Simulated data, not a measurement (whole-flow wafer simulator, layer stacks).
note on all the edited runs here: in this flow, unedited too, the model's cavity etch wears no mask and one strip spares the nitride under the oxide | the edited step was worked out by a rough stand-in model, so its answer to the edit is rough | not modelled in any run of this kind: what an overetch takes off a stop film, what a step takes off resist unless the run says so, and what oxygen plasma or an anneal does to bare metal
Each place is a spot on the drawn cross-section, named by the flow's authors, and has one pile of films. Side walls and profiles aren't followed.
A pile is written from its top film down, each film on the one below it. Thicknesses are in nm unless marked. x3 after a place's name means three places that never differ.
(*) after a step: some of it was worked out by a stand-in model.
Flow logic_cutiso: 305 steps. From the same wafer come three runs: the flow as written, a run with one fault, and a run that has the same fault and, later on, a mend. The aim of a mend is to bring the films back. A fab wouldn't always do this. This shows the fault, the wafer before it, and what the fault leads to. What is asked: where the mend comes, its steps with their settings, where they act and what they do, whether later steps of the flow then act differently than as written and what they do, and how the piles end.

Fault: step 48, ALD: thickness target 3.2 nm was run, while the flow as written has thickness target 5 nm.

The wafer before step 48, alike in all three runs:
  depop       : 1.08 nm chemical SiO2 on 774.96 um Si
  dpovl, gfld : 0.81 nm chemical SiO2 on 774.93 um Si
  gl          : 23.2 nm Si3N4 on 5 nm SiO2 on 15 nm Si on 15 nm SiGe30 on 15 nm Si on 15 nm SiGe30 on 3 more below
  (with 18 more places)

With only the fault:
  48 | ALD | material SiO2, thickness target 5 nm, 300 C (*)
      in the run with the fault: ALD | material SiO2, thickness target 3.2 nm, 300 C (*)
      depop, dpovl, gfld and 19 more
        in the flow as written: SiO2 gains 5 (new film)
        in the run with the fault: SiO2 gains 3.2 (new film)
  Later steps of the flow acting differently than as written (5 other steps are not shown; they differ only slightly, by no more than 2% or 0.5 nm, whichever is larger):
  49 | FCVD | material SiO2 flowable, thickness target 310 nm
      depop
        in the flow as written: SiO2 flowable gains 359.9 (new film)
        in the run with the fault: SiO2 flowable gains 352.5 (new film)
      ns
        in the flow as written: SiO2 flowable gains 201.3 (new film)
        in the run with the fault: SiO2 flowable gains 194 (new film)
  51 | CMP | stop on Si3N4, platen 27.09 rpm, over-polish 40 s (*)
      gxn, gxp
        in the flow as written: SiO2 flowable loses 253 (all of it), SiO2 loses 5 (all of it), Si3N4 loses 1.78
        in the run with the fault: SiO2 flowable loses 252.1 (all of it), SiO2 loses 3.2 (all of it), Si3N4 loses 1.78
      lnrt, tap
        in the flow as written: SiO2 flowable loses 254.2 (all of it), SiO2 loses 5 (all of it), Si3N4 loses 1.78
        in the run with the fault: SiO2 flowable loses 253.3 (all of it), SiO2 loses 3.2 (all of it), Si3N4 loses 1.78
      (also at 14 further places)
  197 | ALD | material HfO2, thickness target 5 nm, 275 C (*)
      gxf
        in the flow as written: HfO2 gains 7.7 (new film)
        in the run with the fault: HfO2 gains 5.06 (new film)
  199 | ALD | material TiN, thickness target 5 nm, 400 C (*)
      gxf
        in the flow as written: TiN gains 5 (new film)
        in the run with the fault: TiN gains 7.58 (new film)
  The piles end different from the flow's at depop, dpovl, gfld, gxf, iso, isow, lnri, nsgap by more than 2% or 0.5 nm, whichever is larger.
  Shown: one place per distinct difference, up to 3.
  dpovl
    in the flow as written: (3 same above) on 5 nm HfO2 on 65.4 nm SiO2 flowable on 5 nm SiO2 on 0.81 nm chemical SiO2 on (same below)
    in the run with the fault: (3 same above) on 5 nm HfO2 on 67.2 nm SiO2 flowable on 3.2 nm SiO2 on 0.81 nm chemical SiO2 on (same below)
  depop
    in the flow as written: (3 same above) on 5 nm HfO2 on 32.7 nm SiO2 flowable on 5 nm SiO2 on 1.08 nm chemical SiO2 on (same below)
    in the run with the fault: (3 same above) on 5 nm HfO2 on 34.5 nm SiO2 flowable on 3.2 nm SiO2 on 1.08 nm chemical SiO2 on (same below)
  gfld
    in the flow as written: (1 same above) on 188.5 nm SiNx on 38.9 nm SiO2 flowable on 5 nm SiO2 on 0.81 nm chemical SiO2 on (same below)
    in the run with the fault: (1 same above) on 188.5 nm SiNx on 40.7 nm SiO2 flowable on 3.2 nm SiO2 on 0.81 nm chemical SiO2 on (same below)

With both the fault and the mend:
  After step 48 comes the mend.
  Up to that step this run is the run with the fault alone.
  48a | ALD | material SiO2, thickness target 1.8 nm, 300 C (*) (the flow's step 48, run once more with other settings)
      depop, dpovl, gfld and 19 more
        SiO2 gains 1.8
  None of the later steps of the flow acts differently than as written at any place that is followed.
  At every place that both follow, the piles at the end match the flow's.
